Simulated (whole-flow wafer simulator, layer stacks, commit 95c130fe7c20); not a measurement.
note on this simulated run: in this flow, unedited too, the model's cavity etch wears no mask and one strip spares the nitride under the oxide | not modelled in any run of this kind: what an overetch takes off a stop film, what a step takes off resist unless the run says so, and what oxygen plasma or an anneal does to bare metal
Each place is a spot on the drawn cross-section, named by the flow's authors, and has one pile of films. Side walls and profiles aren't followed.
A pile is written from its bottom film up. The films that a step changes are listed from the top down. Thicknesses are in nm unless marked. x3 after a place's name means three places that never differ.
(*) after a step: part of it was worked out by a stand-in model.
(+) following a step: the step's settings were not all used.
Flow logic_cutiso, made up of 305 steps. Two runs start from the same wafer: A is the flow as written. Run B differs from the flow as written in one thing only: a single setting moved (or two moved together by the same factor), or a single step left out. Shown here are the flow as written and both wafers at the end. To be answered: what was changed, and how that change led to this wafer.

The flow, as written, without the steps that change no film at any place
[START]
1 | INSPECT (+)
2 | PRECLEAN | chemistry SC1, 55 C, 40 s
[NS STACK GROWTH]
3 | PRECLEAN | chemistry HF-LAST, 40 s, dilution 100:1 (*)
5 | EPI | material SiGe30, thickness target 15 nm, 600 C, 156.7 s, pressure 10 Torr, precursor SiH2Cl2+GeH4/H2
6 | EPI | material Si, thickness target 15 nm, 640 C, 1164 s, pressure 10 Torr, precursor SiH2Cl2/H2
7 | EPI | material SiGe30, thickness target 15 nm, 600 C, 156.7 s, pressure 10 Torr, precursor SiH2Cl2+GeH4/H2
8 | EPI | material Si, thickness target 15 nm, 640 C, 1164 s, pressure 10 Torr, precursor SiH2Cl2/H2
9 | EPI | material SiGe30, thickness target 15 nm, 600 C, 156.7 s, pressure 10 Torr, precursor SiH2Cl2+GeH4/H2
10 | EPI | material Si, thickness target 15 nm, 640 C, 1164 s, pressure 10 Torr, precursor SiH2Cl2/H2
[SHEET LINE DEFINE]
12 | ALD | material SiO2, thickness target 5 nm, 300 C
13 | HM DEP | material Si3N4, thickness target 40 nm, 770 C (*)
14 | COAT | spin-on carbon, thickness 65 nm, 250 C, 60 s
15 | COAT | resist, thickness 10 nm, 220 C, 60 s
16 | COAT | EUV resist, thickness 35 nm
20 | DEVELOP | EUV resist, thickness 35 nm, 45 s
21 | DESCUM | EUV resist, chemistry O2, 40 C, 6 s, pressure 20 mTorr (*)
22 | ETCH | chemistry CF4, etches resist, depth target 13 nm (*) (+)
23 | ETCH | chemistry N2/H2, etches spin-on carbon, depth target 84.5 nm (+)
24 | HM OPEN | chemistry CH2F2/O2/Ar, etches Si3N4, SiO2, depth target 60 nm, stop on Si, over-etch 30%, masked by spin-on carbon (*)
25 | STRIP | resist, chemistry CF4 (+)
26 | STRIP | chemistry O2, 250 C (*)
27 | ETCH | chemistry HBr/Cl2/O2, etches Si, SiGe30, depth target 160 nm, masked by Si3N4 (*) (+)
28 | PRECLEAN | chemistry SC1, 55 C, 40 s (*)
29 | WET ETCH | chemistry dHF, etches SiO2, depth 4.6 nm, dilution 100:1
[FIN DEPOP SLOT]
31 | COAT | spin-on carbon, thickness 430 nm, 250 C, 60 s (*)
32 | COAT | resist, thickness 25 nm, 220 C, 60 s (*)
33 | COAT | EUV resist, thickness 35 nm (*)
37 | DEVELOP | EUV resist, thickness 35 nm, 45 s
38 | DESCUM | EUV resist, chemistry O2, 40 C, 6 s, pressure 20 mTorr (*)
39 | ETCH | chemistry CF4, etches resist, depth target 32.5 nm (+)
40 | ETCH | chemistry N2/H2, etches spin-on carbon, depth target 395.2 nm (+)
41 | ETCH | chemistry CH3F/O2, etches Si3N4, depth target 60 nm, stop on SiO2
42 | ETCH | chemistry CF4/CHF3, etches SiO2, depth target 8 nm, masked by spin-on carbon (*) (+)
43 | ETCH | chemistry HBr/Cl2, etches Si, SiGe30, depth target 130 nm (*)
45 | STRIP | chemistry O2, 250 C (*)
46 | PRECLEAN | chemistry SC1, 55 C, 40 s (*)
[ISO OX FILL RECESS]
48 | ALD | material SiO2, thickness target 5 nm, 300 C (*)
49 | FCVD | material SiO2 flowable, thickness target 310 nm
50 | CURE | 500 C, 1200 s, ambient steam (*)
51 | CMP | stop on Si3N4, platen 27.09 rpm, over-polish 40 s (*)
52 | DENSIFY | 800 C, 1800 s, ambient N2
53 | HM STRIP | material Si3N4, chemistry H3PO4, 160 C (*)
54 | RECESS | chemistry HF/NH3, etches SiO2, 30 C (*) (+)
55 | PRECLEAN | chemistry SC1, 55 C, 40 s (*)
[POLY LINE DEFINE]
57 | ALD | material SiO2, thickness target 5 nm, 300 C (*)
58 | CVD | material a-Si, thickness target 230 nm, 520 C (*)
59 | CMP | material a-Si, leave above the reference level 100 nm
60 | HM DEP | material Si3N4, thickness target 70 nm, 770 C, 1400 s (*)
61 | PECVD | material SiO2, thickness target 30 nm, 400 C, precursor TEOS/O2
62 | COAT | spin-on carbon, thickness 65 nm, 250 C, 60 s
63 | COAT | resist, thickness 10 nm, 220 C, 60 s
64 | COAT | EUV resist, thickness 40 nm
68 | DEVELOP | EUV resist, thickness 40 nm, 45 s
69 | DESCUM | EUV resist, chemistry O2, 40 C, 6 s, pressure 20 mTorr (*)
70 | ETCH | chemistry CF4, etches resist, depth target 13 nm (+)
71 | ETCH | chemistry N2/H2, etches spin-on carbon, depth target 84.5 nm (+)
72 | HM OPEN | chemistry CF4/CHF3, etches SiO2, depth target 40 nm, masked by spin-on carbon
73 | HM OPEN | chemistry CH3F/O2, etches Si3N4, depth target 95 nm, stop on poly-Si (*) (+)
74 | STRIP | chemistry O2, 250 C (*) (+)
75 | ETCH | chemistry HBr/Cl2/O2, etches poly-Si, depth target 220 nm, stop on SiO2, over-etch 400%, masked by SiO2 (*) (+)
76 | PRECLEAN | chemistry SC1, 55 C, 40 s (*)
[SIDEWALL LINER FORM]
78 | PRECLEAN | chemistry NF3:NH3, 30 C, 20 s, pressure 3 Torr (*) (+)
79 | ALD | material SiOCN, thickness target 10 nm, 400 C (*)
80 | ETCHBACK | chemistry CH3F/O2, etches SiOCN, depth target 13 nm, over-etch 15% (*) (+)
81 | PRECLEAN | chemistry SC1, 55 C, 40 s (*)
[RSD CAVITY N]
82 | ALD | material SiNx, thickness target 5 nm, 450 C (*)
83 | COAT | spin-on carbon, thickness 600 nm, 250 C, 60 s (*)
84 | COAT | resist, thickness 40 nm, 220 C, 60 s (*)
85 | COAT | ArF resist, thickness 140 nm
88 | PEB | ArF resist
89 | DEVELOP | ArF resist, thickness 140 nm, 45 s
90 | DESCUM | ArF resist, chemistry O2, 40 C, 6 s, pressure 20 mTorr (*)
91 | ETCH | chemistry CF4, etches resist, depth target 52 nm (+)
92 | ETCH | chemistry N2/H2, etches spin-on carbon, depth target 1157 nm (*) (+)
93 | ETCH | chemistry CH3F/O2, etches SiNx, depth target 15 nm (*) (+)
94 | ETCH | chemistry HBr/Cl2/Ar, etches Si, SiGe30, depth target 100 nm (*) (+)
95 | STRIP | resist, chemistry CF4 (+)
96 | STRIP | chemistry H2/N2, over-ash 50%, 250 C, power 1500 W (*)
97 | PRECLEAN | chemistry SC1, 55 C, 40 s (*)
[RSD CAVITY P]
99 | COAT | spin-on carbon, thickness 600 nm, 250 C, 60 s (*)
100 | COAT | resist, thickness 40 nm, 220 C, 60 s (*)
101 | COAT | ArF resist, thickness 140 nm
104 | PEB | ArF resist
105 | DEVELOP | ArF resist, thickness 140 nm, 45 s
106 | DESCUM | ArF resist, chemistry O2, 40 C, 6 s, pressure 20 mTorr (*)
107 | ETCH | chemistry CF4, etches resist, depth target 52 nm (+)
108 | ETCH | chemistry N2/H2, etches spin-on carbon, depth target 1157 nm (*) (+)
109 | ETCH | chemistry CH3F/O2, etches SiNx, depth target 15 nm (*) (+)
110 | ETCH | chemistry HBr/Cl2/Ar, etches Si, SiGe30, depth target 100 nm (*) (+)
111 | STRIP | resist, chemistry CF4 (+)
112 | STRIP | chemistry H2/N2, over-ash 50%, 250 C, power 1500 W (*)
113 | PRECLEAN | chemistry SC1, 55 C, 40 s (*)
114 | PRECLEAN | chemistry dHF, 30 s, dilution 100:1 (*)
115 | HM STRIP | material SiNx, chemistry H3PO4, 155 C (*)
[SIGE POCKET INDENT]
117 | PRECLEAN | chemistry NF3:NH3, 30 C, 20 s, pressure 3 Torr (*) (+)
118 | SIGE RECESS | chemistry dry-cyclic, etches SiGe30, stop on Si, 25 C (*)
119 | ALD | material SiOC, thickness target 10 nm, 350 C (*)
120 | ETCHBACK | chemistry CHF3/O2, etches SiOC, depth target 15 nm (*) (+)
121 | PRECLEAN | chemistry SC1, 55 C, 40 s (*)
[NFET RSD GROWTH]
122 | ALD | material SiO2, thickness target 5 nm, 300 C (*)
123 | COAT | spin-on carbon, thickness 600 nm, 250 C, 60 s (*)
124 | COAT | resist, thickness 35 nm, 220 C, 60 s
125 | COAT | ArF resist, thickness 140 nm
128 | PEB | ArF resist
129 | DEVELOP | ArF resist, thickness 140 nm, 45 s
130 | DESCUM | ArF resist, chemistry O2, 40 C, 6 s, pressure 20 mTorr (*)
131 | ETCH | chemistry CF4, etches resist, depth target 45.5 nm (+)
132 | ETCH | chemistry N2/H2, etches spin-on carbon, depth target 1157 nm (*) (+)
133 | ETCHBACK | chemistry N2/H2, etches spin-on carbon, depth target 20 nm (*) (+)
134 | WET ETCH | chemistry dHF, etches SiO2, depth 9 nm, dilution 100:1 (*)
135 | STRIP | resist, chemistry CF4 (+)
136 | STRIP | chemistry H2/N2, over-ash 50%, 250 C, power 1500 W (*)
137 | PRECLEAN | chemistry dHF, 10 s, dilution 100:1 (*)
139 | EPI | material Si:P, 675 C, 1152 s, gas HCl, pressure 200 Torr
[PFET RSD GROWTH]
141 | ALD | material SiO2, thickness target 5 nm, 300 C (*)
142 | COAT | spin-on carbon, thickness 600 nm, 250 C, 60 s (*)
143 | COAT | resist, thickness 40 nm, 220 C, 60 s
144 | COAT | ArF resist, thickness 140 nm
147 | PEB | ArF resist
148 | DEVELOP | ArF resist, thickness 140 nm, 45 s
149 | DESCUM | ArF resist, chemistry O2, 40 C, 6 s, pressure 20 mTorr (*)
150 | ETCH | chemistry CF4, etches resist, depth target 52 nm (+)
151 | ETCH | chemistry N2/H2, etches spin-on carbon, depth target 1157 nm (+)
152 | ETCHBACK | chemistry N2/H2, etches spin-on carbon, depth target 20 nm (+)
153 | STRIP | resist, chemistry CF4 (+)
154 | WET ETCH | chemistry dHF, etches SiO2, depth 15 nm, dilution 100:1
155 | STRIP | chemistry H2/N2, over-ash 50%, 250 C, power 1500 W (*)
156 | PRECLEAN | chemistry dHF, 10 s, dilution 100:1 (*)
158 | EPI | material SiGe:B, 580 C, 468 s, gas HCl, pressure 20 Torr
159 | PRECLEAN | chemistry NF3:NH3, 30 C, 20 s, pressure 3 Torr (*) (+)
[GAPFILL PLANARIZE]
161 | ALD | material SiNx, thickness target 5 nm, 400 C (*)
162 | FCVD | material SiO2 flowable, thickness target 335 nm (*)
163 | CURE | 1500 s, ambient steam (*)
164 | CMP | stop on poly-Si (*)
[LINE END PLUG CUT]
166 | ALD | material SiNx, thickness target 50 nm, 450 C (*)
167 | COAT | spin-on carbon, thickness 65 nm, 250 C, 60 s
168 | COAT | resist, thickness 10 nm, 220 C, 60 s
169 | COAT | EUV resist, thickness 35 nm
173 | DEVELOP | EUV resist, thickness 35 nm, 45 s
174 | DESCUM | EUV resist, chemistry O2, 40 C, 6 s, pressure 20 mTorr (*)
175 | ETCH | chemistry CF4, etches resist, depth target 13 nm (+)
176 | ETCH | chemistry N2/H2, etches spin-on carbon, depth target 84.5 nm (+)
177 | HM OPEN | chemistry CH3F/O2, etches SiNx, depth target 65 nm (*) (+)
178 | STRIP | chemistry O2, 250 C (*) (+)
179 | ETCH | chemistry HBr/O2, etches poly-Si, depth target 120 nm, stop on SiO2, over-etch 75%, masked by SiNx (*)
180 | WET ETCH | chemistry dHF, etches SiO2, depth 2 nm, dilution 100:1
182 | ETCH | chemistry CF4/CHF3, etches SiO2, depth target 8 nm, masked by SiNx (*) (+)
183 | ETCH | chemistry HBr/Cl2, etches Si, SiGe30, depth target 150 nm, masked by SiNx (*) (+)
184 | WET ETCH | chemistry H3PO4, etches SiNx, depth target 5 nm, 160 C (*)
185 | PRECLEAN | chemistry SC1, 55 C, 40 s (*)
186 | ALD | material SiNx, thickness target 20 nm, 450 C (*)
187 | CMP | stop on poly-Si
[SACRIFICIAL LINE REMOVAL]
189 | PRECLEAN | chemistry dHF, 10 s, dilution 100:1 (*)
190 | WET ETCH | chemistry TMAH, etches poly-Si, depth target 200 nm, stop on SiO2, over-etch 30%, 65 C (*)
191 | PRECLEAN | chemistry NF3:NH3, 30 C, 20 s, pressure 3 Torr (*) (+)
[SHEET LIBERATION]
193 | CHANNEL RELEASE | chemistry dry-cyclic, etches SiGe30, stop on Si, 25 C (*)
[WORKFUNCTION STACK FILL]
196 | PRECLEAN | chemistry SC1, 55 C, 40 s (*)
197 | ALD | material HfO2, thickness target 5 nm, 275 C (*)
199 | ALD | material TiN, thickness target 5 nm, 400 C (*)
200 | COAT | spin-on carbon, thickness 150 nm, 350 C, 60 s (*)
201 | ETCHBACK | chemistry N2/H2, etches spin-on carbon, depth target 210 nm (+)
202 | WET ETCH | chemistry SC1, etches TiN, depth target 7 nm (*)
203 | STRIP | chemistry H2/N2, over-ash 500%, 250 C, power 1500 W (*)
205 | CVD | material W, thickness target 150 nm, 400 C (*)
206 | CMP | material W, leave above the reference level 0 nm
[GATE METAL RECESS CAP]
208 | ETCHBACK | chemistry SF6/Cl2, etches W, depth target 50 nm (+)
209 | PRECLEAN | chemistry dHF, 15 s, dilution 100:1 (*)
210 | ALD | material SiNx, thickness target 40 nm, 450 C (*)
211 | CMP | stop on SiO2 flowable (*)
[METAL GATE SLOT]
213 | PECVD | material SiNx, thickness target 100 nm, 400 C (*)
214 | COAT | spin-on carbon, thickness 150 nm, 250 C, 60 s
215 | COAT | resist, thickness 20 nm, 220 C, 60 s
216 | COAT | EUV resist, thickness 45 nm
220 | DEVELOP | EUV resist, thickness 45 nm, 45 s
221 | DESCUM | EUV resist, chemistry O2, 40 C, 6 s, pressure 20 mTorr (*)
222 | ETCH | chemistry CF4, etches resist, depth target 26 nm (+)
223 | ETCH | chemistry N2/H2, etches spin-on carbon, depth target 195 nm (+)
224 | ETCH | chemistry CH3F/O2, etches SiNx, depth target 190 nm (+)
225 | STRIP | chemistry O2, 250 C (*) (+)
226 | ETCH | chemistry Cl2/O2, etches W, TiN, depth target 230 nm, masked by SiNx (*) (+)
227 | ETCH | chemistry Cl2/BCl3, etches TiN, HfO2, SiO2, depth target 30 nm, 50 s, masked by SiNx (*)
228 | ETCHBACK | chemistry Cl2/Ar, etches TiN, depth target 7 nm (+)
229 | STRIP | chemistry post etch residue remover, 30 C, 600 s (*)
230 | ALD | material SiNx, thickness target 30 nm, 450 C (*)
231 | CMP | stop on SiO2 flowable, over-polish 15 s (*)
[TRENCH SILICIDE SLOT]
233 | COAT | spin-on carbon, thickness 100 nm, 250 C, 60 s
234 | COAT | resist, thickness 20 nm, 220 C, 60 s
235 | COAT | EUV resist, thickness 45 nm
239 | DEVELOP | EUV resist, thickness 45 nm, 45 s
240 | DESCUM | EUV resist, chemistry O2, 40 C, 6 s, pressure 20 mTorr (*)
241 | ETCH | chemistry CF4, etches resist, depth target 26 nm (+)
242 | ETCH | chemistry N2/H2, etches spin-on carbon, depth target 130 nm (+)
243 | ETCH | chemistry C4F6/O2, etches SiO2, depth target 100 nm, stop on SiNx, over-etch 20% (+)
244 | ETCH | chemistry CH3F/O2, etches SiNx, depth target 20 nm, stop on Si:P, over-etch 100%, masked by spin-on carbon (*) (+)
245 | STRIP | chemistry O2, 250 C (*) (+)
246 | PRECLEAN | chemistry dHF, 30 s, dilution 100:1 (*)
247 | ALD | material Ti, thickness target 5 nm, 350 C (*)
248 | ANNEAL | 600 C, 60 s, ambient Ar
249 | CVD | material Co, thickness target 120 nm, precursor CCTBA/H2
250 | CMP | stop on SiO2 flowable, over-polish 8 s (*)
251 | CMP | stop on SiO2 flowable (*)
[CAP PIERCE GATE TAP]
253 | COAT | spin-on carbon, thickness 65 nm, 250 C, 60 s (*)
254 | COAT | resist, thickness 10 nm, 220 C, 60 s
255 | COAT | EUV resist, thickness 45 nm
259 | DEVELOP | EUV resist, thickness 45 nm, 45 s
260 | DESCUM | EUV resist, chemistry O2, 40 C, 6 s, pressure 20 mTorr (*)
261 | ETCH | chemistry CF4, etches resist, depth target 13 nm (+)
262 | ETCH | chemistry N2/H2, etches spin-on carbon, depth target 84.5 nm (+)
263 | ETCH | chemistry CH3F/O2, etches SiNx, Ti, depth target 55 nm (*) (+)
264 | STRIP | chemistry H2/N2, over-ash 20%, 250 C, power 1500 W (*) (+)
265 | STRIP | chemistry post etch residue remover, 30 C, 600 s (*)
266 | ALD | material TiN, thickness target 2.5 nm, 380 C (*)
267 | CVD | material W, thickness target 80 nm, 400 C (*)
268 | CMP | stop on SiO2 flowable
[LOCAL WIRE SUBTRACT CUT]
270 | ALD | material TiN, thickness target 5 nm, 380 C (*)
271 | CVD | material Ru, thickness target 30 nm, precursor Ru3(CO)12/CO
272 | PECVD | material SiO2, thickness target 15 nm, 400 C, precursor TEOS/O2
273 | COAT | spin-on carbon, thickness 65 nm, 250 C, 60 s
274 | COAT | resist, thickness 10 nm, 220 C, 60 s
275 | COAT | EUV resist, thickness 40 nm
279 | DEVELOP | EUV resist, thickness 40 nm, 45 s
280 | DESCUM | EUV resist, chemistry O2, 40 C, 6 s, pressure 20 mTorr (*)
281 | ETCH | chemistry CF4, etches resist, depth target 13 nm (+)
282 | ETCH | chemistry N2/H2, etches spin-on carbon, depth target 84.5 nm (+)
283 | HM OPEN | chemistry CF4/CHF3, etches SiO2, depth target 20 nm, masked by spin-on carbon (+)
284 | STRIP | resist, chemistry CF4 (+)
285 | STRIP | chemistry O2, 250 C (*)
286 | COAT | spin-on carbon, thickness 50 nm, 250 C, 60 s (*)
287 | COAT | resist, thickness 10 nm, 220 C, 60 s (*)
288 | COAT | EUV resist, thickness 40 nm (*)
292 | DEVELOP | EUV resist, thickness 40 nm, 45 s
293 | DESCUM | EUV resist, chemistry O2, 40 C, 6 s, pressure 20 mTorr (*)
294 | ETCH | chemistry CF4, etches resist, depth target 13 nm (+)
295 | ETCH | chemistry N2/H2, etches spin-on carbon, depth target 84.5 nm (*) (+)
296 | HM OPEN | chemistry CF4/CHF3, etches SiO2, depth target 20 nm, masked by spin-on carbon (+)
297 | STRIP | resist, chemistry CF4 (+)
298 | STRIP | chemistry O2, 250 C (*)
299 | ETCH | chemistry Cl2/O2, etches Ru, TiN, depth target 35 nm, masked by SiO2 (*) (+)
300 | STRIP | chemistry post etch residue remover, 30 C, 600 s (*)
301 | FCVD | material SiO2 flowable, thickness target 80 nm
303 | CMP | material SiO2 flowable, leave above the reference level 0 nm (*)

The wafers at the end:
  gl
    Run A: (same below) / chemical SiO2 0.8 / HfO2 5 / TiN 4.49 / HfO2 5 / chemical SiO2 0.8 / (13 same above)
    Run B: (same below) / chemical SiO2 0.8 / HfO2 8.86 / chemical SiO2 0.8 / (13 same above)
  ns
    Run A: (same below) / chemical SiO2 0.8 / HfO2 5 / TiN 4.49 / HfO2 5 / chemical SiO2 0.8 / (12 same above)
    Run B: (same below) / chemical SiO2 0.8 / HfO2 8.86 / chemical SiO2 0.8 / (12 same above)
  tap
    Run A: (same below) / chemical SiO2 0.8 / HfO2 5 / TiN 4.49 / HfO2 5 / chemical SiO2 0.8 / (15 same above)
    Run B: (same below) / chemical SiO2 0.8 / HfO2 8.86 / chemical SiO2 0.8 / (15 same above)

The reason: step 7, EPI: 97.9 s was run, though the flow has 156.7 s.

Step by step, how the change led to this:
  7 | EPI | material SiGe30, thickness target 15 nm, 600 C, 156.7 s, pressure 10 Torr, precursor SiH2Cl2+GeH4/H2
      depop, dpovl, gfld and 19 more: A SiGe30 gains 15 (new film) | B SiGe30 gains 9.37 (new film)
  27 | ETCH | chemistry HBr/Cl2/O2, etches Si, SiGe30, depth target 160 nm, masked by Si3N4 (*) (+)
      gfld, gxf, iso, lnri: A chemical SiO2 loses 0.79 (all of it), Si loses 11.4 (all of it), SiGe30 loses 15 (all of it), Si loses 15 (all of it), SiGe30 loses 15 (all of it), Si loses 15 (all of it), SiGe30 loses 15 (all of it), Si loses 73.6 | B chemical SiO2 loses 0.79 (all of it), Si loses 11.4 (all of it), SiGe30 loses 15 (all of it), Si loses 15 (all of it), SiGe30 loses 9.37 (all of it), Si loses 15 (all of it), SiGe30 loses 15 (all of it), Si loses 79.3
      dpovl, nsgap: A chemical SiO2 loses 0.79 (all of it), Si loses 11.8 (all of it), SiGe30 loses 15 (all of it), Si loses 15 (all of it), SiGe30 loses 15 (all of it), Si loses 15 (all of it), SiGe30 loses 15 (all of it), Si loses 73.2 | B chemical SiO2 loses 0.79 (all of it), Si loses 11.8 (all of it), SiGe30 loses 15 (all of it), Si loses 15 (all of it), SiGe30 loses 9.37 (all of it), Si loses 15 (all of it), SiGe30 loses 15 (all of it), Si loses 78.9
      (as well as at 1 more place)
  43 | ETCH | chemistry HBr/Cl2, etches Si, SiGe30, depth target 130 nm (*)
      depop: A Si loses 14 (all of it), SiGe30 loses 15 (all of it), Si loses 15 (all of it), SiGe30 loses 15 (all of it), Si loses 15 (all of it), SiGe30 loses 15 (all of it), Si loses 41 | B Si loses 14 (all of it), SiGe30 loses 15 (all of it), Si loses 15 (all of it), SiGe30 loses 9.37 (all of it), Si loses 15 (all of it), SiGe30 loses 15 (all of it), Si loses 46.6
  94 | ETCH | chemistry HBr/Cl2/Ar, etches Si, SiGe30, depth target 100 nm (*) (+)
      rsdn, rsdx: A chemical SiO2 loses 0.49 (all of it), Si loses 12.8 (all of it), SiGe30 loses 15 (all of it), Si loses 15 (all of it), SiGe30 loses 15 (all of it), Si loses 15 (all of it), SiGe30 loses 15 (all of it), Si loses 12.2 | B chemical SiO2 loses 0.49 (all of it), Si loses 12.8 (all of it), SiGe30 loses 15 (all of it), Si loses 15 (all of it), SiGe30 loses 9.37 (all of it), Si loses 15 (all of it), SiGe30 loses 15 (all of it), Si loses 17.8
  110 | ETCH | chemistry HBr/Cl2/Ar, etches Si, SiGe30, depth target 100 nm (*) (+)
      rsdp, rsdw: A chemical SiO2 loses 0.49 (all of it), Si loses 12.8 (all of it), SiGe30 loses 15 (all of it), Si loses 15 (all of it), SiGe30 loses 15 (all of it), Si loses 15 (all of it), SiGe30 loses 15 (all of it), Si loses 12.2 | B chemical SiO2 loses 0.49 (all of it), Si loses 12.8 (all of it), SiGe30 loses 15 (all of it), Si loses 15 (all of it), SiGe30 loses 9.37 (all of it), Si loses 15 (all of it), SiGe30 loses 15 (all of it), Si loses 17.8
  118 | SIGE RECESS | chemistry dry-cyclic, etches SiGe30, stop on Si, 25 C (*)
      lnr, lnrp, lnrt: A SiOCN loses 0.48, Si loses 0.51, cavity gains 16 (new film), SiGe30 loses 15 (all of it), Si loses 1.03, cavity gains 16 (new film), SiGe30 loses 15 (all of it), Si loses 1.03, cavity gains 16 (new film), SiGe30 loses 15 (all of it), Si loses 0.51 | B SiOCN loses 0.48, Si loses 0.51, cavity gains 16 (new film), SiGe30 loses 15 (all of it), Si loses 1.03, cavity gains 10.4 (new film), SiGe30 loses 9.37 (all of it), Si loses 1.03, cavity gains 16 (new film), SiGe30 loses 15 (all of it), Si loses 0.51
  119 | ALD | material SiOC, thickness target 10 nm, 350 C (*)
      lnr, lnrp, lnrt: A SiOC gains 10 (new film), SiOC gains 16 (new film), cavity loses 16 (all of it), SiOC gains 16 (new film), cavity loses 16 (all of it), SiOC gains 16 (new film), cavity loses 16 (all of it) | B SiOC gains 10 (new film), SiOC gains 16 (new film), cavity loses 16 (all of it), SiOC gains 10.4 (new film), cavity loses 10.4 (all of it), SiOC gains 16 (new film), cavity loses 16 (all of it)
  183 | ETCH | chemistry HBr/Cl2, etches Si, SiGe30, depth target 150 nm, masked by SiNx (*) (+)
      plug: A Si loses 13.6 (all of it), SiGe30 loses 15 (all of it), Si loses 15 (all of it), SiGe30 loses 15 (all of it), Si loses 15 (all of it), SiGe30 loses 15 (all of it), Si loses 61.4 | B Si loses 13.6 (all of it), SiGe30 loses 15 (all of it), Si loses 15 (all of it), SiGe30 loses 9.37 (all of it), Si loses 15 (all of it), SiGe30 loses 15 (all of it), Si loses 67.1
  193 | CHANNEL RELEASE | chemistry dry-cyclic, etches SiGe30, stop on Si, 25 C (*)
      gl, glp, gxn, gxp, ns, tap: A chemical SiO2 gains 0.8 (new film), Si loses 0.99, chemical SiO2 gains 0.8 (new film), cavity gains 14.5 (new film), chemical SiO2 gains 0.8 (new film), SiGe30 loses 15 (all of it), Si loses 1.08, chemical SiO2 gains 0.8 (new film), cavity gains 14.5 (new film), chemical SiO2 gains 0.8 (new film), SiGe30 loses 15 (all of it), Si loses 1.08, chemical SiO2 gains 0.8 (new film), cavity gains 14.5 (new film), chemical SiO2 gains 0.8 (new film), SiGe30 loses 15 (all of it), Si loses 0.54 | B chemical SiO2 gains 0.8 (new film), Si loses 0.99, chemical SiO2 gains 0.8 (new film), cavity gains 14.5 (new film), chemical SiO2 gains 0.8 (new film), SiGe30 loses 15 (all of it), Si loses 1.08, chemical SiO2 gains 0.8 (new film), cavity gains 8.86 (new film), chemical SiO2 gains 0.8 (new film), SiGe30 loses 9.37 (all of it), Si loses 1.08, chemical SiO2 gains 0.8 (new film), cavity gains 14.5 (new film), chemical SiO2 gains 0.8 (new film), SiGe30 loses 15 (all of it), Si loses 0.54
  197 | ALD | material HfO2, thickness target 5 nm, 275 C (*)
      gl, glp, gxn, gxp, ns, tap: A HfO2 gains 5 (new film), HfO2 gains 5 (new film), cavity loses 10, HfO2 gains 5 (new film), HfO2 gains 5 (new film), cavity loses 10, HfO2 gains 5 (new film), HfO2 gains 5 (new film), cavity loses 10, HfO2 gains 5 (new film) | B HfO2 gains 5 (new film), HfO2 gains 5 (new film), cavity loses 10, HfO2 gains 5 (new film), HfO2 gains 8.86 (new film), cavity loses 8.86 (all of it), HfO2 gains 5 (new film), cavity loses 10, HfO2 gains 5 (new film)
  199 | ALD | material TiN, thickness target 5 nm, 400 C (*)
      gl, glp, tap: A TiN gains 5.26 (new film), TiN gains 4.49 (new film), cavity loses 4.49 (all of it), TiN gains 4.49 (new film), cavity loses 4.49 (all of it), TiN gains 4.49 (new film), cavity loses 4.49 (all of it) | B TiN gains 5.26 (new film), TiN gains 4.49 (new film), cavity loses 4.49 (all of it), TiN gains 4.49 (new film), cavity loses 4.49 (all of it)
      gxn, gxp, ns: A TiN gains 5 (new film), TiN gains 4.49 (new film), cavity loses 4.49 (all of it), TiN gains 4.49 (new film), cavity loses 4.49 (all of it), TiN gains 4.49 (new film), cavity loses 4.49 (all of it) | B TiN gains 5 (new film), TiN gains 4.49 (new film), cavity loses 4.49 (all of it), TiN gains 4.49 (new film), cavity loses 4.49 (all of it)
If metal films that touch count as one body, gl has 3 bodies (between them, from the top down: HfO2 5 / chemical SiO2 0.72 / Si 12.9 / chemical SiO2 0.8 / HfO2 5; HfO2 5 / chemical SiO2 0.8 / Si 13.9 / chemical SiO2 0.8 / HfO2 8.86 / chemical SiO2 0.8 / Si 13.9 / chemical SiO2 0.8 / HfO2 5); the flow as written gives 4 bodies (between them, from the top down: HfO2 5 / chemical SiO2 0.72 / Si 12.9 / chemical SiO2 0.8 / HfO2 5; HfO2 5 / chemical SiO2 0.8 / Si 13.9 / chemical SiO2 0.8 / HfO2 5; HfO2 5 / chemical SiO2 0.8 / Si 13.9 / chemical SiO2 0.8 / HfO2 5).
If metal films that touch count as one body, ns has 3 bodies (between them, from the top down: HfO2 5 / chemical SiO2 0.72 / Si 12.9 / chemical SiO2 0.8 / HfO2 5; HfO2 5 / chemical SiO2 0.8 / Si 13.9 / chemical SiO2 0.8 / HfO2 8.86 / chemical SiO2 0.8 / Si 13.9 / chemical SiO2 0.8 / HfO2 5); the flow as written gives 4 bodies (between them, from the top down: HfO2 5 / chemical SiO2 0.72 / Si 12.9 / chemical SiO2 0.8 / HfO2 5; HfO2 5 / chemical SiO2 0.8 / Si 13.9 / chemical SiO2 0.8 / HfO2 5; HfO2 5 / chemical SiO2 0.8 / Si 13.9 / chemical SiO2 0.8 / HfO2 5).
If metal films that touch count as one body, tap has 3 bodies (between them, from the top down: HfO2 5 / chemical SiO2 0.72 / Si 12.9 / chemical SiO2 0.8 / HfO2 5; HfO2 5 / chemical SiO2 0.8 / Si 13.9 / chemical SiO2 0.8 / HfO2 8.86 / chemical SiO2 0.8 / Si 13.9 / chemical SiO2 0.8 / HfO2 5); the flow as written gives 4 bodies (between them, from the top down: HfO2 5 / chemical SiO2 0.72 / Si 12.9 / chemical SiO2 0.8 / HfO2 5; HfO2 5 / chemical SiO2 0.8 / Si 13.9 / chemical SiO2 0.8 / HfO2 5; HfO2 5 / chemical SiO2 0.8 / Si 13.9 / chemical SiO2 0.8 / HfO2 5).
